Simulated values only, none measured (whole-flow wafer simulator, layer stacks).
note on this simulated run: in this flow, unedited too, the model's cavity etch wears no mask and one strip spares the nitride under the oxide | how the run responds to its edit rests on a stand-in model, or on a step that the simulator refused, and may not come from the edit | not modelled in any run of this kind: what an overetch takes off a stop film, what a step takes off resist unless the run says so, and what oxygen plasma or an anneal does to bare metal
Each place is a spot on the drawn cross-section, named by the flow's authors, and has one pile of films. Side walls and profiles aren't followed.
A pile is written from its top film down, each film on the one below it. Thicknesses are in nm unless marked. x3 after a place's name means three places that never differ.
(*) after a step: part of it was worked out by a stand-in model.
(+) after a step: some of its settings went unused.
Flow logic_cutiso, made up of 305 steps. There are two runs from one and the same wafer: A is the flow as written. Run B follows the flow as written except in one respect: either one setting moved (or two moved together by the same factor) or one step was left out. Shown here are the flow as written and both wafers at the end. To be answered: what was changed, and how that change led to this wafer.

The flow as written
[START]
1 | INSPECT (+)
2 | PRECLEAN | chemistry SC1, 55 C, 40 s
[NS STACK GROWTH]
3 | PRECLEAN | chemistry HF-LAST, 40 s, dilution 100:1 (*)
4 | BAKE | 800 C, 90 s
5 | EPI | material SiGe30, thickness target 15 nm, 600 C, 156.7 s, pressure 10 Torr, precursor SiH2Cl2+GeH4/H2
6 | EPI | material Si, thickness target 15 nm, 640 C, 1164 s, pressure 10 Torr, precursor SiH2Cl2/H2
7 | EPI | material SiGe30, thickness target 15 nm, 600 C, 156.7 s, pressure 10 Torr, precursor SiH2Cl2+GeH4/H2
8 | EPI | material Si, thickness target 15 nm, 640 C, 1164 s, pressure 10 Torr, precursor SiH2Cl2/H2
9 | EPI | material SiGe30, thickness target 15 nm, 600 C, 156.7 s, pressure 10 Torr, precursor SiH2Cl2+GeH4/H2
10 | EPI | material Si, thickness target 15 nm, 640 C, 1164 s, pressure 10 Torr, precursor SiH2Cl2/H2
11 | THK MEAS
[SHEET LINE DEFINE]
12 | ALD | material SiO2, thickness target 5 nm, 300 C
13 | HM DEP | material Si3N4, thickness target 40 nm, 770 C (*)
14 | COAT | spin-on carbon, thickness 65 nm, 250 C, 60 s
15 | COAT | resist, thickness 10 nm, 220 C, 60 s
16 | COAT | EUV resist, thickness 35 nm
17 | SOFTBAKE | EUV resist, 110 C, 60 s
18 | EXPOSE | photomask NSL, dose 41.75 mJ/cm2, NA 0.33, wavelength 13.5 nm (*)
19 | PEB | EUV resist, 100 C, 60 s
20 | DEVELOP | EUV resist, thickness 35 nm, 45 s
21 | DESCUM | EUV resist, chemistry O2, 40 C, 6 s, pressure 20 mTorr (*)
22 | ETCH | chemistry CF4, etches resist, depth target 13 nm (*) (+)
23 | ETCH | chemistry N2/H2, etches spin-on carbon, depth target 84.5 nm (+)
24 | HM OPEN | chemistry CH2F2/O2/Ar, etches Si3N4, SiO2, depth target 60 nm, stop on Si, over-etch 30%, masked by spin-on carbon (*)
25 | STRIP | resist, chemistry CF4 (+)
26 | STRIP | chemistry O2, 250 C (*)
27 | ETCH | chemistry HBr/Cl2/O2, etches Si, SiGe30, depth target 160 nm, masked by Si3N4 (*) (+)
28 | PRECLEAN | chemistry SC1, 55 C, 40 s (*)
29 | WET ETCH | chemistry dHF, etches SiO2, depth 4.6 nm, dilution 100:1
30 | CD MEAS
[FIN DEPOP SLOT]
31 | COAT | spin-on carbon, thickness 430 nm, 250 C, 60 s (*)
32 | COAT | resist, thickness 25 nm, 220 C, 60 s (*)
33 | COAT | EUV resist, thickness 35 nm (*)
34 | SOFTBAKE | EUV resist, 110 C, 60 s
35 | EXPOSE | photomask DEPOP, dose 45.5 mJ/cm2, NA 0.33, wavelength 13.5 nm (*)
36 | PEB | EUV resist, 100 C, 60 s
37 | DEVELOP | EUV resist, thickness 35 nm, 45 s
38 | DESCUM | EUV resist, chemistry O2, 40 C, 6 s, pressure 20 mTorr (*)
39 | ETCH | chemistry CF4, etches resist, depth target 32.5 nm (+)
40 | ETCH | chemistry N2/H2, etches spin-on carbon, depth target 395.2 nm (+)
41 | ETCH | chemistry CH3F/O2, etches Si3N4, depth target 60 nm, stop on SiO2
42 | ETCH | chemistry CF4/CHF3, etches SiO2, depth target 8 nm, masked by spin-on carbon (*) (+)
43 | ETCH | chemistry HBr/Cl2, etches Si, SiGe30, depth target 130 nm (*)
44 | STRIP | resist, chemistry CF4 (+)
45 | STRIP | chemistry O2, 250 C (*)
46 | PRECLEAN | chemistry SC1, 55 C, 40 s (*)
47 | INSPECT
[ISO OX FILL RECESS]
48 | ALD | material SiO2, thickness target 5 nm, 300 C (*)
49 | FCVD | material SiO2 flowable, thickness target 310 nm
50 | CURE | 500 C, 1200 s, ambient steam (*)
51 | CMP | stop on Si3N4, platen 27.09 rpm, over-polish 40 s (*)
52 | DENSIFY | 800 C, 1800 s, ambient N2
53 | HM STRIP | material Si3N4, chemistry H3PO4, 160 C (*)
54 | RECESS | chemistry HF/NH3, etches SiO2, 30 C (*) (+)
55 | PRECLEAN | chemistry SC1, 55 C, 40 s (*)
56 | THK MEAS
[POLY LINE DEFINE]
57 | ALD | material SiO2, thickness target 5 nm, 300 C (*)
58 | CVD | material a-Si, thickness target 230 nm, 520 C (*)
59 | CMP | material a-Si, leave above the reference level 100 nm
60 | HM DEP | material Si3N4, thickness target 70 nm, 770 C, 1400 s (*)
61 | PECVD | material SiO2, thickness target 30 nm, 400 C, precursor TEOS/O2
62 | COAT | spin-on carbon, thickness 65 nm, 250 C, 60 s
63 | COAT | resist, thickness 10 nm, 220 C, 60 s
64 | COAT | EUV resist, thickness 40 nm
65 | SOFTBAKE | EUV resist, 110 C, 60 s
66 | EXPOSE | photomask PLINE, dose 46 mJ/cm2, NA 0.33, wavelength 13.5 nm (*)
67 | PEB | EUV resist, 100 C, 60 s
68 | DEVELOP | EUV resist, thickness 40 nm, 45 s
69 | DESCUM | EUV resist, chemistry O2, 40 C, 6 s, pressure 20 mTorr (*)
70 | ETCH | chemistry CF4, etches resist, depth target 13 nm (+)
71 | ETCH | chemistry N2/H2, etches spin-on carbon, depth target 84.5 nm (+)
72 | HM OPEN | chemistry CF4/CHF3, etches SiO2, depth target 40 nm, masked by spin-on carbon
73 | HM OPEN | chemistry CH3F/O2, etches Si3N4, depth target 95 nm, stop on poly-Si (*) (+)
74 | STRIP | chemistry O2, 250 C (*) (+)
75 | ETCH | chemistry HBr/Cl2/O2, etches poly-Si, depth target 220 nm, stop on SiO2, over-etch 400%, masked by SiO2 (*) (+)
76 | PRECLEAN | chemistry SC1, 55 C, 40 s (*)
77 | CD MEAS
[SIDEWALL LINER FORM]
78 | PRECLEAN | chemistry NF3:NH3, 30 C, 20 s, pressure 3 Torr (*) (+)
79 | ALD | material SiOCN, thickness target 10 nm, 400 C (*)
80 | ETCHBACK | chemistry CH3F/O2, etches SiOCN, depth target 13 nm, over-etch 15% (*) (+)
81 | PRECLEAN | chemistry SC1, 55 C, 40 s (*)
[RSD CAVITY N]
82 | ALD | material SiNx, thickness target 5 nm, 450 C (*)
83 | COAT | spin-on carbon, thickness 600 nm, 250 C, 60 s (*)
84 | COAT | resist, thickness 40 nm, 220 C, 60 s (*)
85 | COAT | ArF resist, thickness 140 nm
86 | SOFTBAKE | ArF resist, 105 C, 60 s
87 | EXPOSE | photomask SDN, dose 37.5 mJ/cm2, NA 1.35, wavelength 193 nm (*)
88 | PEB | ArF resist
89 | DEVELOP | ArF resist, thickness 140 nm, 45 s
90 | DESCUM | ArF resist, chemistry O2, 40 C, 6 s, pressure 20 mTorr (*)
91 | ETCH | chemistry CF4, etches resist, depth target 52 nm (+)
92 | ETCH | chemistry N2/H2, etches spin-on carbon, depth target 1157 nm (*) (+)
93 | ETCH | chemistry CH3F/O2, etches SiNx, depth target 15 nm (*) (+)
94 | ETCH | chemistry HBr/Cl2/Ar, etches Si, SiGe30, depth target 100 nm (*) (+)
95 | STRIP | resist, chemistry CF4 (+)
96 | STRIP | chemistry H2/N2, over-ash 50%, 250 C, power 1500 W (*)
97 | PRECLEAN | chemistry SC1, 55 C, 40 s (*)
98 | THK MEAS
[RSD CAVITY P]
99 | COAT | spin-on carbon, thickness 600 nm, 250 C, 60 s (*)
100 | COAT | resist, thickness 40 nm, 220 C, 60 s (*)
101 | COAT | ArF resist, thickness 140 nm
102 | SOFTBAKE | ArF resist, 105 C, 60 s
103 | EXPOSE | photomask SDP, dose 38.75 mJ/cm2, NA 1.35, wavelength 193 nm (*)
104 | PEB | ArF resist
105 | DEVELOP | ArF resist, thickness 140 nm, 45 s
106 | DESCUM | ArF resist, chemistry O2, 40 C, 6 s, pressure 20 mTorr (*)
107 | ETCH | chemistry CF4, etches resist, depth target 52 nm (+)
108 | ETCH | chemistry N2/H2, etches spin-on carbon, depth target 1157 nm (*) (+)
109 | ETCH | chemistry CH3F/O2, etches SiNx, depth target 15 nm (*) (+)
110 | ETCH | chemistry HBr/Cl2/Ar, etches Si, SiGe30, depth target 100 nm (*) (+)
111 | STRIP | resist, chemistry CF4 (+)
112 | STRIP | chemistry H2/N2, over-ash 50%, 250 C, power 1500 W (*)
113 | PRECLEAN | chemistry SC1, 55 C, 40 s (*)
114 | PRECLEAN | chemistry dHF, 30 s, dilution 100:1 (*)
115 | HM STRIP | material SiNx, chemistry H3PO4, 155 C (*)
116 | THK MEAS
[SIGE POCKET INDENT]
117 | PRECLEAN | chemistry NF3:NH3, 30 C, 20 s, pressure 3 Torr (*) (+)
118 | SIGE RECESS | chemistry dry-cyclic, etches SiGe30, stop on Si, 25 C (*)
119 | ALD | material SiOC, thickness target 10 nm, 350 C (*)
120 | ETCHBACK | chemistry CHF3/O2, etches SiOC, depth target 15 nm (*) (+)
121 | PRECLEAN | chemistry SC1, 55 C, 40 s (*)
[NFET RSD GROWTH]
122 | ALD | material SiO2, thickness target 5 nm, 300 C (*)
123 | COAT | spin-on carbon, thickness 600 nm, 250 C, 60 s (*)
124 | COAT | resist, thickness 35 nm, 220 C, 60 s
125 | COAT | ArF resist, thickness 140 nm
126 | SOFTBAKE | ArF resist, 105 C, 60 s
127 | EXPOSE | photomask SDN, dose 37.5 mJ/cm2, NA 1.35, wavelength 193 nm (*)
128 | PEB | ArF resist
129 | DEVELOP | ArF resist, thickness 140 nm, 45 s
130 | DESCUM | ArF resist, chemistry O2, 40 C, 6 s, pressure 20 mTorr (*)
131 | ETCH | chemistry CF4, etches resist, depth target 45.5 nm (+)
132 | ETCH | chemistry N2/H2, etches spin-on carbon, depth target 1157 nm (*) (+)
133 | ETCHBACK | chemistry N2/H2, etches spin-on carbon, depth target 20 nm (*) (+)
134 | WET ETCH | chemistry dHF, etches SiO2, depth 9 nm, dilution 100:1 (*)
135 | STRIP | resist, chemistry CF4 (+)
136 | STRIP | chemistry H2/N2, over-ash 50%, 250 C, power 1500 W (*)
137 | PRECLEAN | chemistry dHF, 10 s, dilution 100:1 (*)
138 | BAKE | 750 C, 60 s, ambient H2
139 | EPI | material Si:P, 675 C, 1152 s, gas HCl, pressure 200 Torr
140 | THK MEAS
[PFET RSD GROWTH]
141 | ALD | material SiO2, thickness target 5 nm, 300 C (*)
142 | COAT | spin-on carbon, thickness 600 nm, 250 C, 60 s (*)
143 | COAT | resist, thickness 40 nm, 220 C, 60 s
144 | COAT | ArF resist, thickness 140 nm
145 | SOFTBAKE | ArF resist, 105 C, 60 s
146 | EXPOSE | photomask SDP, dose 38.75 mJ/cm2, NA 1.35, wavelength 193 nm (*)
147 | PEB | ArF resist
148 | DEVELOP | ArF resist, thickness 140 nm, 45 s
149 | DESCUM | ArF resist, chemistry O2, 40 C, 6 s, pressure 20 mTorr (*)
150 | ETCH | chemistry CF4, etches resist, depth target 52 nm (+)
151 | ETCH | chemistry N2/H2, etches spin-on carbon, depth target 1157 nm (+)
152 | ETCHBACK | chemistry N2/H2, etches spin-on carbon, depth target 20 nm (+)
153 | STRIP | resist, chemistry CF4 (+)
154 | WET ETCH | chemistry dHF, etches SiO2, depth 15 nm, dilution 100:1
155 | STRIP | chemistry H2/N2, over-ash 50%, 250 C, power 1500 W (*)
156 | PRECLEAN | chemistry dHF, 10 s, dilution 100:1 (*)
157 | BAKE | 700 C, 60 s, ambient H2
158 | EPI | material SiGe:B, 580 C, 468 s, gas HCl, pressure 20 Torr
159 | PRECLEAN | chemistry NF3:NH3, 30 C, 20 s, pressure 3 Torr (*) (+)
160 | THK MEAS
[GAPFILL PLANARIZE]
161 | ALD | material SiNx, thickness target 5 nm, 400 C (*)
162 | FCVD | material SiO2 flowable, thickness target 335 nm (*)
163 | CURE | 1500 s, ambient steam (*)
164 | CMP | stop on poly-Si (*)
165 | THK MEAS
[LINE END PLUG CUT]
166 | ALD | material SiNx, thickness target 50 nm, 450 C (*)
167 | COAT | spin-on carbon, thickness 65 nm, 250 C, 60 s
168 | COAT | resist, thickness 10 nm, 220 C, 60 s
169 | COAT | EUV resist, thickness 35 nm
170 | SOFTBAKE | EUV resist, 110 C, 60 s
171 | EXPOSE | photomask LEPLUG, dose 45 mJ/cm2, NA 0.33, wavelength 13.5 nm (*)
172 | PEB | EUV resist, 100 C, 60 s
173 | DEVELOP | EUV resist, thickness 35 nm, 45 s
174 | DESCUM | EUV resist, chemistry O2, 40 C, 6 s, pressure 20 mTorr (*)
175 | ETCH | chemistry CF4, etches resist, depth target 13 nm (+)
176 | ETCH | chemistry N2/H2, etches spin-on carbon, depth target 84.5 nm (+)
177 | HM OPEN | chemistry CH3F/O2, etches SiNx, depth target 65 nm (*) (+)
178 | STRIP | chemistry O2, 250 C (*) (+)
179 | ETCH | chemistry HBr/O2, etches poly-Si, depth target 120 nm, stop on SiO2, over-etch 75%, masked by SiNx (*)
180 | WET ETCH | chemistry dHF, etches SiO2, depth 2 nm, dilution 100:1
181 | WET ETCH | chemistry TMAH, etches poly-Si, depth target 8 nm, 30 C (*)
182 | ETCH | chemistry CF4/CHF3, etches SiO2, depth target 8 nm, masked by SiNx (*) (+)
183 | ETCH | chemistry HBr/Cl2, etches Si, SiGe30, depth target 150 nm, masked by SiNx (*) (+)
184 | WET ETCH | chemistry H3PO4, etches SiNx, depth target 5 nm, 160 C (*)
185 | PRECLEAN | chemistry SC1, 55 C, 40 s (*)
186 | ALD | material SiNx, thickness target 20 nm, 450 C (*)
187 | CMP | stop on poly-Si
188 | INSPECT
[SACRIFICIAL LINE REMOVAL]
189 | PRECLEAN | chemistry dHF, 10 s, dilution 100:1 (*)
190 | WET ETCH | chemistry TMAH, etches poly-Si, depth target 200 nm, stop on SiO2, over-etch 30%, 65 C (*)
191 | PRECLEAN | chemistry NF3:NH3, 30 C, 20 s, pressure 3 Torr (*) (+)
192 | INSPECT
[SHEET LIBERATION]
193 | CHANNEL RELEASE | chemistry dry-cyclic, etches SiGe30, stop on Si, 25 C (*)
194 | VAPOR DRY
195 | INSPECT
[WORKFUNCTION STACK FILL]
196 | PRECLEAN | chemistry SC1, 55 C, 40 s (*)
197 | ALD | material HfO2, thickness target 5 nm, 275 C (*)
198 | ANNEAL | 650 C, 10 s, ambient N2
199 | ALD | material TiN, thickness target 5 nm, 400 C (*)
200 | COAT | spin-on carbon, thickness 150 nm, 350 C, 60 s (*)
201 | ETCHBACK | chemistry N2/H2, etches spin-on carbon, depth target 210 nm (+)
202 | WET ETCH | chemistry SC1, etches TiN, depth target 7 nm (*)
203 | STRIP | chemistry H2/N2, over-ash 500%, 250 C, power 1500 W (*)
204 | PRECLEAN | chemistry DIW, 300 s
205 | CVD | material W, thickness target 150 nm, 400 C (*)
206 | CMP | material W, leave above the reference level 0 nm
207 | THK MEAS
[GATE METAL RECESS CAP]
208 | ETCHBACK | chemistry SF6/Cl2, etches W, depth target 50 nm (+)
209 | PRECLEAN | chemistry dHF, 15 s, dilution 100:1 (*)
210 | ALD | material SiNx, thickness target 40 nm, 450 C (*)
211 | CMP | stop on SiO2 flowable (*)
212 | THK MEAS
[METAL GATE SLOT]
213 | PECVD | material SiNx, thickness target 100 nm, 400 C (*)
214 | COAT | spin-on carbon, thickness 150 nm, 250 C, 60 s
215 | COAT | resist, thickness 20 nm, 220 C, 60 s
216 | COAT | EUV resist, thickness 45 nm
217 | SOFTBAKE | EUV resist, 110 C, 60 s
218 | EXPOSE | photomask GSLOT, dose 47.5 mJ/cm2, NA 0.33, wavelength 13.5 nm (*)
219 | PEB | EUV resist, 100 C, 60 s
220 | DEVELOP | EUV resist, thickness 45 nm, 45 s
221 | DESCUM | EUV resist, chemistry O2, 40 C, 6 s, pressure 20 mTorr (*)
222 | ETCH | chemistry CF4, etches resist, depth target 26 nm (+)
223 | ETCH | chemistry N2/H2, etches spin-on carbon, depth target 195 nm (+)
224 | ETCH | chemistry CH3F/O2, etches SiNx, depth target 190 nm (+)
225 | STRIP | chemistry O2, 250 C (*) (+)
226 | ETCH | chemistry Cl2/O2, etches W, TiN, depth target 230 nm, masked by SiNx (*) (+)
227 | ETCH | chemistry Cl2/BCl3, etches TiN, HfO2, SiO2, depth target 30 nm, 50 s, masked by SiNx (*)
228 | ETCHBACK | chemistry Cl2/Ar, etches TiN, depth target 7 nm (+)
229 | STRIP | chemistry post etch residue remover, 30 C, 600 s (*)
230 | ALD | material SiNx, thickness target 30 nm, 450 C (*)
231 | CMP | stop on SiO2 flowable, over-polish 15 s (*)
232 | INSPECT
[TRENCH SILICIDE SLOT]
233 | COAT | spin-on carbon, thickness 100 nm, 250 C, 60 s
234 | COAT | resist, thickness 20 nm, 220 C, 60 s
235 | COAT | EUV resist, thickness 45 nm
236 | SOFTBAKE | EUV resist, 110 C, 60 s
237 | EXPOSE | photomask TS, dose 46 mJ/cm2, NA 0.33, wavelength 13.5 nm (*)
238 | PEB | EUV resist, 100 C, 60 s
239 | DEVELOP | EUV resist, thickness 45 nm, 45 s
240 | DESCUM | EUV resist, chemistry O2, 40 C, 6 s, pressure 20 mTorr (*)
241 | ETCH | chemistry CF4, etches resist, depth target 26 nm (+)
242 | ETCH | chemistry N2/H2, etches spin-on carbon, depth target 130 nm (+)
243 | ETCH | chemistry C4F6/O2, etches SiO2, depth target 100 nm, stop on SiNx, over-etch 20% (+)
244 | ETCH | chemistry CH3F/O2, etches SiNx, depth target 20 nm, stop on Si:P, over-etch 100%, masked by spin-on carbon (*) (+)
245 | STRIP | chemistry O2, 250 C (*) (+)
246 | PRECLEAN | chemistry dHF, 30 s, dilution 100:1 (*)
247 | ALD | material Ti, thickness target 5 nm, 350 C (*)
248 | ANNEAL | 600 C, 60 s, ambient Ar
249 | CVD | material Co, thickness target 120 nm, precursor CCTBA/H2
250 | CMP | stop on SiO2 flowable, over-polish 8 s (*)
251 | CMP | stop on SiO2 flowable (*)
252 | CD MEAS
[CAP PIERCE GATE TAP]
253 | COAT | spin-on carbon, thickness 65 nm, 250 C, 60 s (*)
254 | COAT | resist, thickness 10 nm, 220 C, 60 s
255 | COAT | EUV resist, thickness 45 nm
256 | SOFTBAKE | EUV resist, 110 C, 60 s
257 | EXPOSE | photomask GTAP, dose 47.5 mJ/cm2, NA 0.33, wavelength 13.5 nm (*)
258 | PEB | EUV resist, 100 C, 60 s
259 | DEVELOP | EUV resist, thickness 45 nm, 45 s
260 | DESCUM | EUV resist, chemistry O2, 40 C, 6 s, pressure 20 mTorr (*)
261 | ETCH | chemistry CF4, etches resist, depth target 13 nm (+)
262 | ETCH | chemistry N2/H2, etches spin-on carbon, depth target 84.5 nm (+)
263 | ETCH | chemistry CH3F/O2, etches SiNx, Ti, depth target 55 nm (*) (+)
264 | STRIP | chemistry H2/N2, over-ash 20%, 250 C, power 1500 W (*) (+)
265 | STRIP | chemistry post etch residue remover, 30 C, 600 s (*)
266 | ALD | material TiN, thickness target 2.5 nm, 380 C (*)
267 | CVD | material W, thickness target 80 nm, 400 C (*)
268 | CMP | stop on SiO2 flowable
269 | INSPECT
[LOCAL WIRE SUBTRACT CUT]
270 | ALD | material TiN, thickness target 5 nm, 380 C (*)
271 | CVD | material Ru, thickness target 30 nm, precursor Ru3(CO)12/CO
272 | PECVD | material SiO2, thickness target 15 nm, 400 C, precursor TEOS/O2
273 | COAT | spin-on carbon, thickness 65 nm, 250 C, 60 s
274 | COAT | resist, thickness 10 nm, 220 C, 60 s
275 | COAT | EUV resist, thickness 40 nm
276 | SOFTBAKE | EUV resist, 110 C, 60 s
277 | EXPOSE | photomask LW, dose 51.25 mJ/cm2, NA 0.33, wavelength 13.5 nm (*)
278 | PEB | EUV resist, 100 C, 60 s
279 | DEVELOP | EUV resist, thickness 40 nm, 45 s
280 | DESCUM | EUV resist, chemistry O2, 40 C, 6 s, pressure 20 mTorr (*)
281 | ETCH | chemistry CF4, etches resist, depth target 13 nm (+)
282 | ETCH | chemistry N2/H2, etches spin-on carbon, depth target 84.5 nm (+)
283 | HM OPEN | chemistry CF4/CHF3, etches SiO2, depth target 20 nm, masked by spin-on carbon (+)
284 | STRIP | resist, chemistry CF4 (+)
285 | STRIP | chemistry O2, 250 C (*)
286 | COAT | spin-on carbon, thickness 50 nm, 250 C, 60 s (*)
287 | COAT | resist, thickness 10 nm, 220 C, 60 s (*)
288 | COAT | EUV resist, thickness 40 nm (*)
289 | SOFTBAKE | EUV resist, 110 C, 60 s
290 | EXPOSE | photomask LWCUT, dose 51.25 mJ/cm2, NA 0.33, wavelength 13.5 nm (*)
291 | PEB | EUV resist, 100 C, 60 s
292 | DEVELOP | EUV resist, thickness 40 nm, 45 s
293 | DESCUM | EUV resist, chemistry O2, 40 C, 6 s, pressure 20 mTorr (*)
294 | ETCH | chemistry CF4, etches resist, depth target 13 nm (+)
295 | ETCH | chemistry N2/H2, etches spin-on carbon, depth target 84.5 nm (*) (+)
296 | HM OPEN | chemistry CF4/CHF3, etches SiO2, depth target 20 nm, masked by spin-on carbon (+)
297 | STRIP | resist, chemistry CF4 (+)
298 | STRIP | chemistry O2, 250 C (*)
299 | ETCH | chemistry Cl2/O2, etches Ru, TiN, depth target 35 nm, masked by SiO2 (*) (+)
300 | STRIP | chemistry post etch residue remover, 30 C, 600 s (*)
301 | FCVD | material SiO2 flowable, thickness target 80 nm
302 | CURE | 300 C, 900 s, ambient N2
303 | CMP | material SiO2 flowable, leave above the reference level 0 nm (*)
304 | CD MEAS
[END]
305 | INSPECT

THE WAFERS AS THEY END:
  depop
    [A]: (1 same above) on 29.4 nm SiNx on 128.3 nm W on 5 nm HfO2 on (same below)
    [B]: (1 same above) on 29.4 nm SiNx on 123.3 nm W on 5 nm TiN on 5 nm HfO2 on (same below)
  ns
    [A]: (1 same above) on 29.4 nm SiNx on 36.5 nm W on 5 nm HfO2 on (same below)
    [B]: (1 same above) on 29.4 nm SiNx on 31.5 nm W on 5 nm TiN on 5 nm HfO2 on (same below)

The reason: step 201, ETCHBACK: depth target 94.5 nm was run, whereas the flow has depth target 210 nm.

How this came from the change, step by step:
  201 | ETCHBACK | chemistry N2/H2, etches spin-on carbon, depth target 210 nm (+)
      lnr, lnrp: A -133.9 spin-on carbon (all of it) | B -94.5 spin-on carbon
      rsdn, rsdw: A -145.8 spin-on carbon (all of it) | B -94.5 spin-on carbon
      (also at 18 further places)
  202 | WET ETCH | chemistry SC1, etches TiN, depth target 7 nm (*)
      depop, dpovl, iso and 12 more: A -5 TiN (all of it) | B -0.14 spin-on carbon
  203 | STRIP | chemistry H2/N2, over-ash 500%, 250 C, power 1500 W (*)
      depop, dpovl: A nothing | B -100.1 spin-on carbon (all of it)
      lnr, lnrp: A nothing | B -39.3 spin-on carbon (all of it)
      (also at 18 further places)
  206 | CMP | material W, leave above the reference level 0 nm
      lnr, lnri, lnrp, lnrt: A -150 W (all of it), -5 HfO2 (all of it), -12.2 SiOCN | B -150 W (all of it), -5 TiN (all of it), -5 HfO2 (all of it), -12.2 SiOCN
      rsdn, rsdp, rsdw, rsdx: A -162.2 W (all of it), -5 HfO2 (all of it) | B -162.2 W (all of it), -5 TiN (all of it), -5 HfO2 (all of it)
      (also at 14 further places)
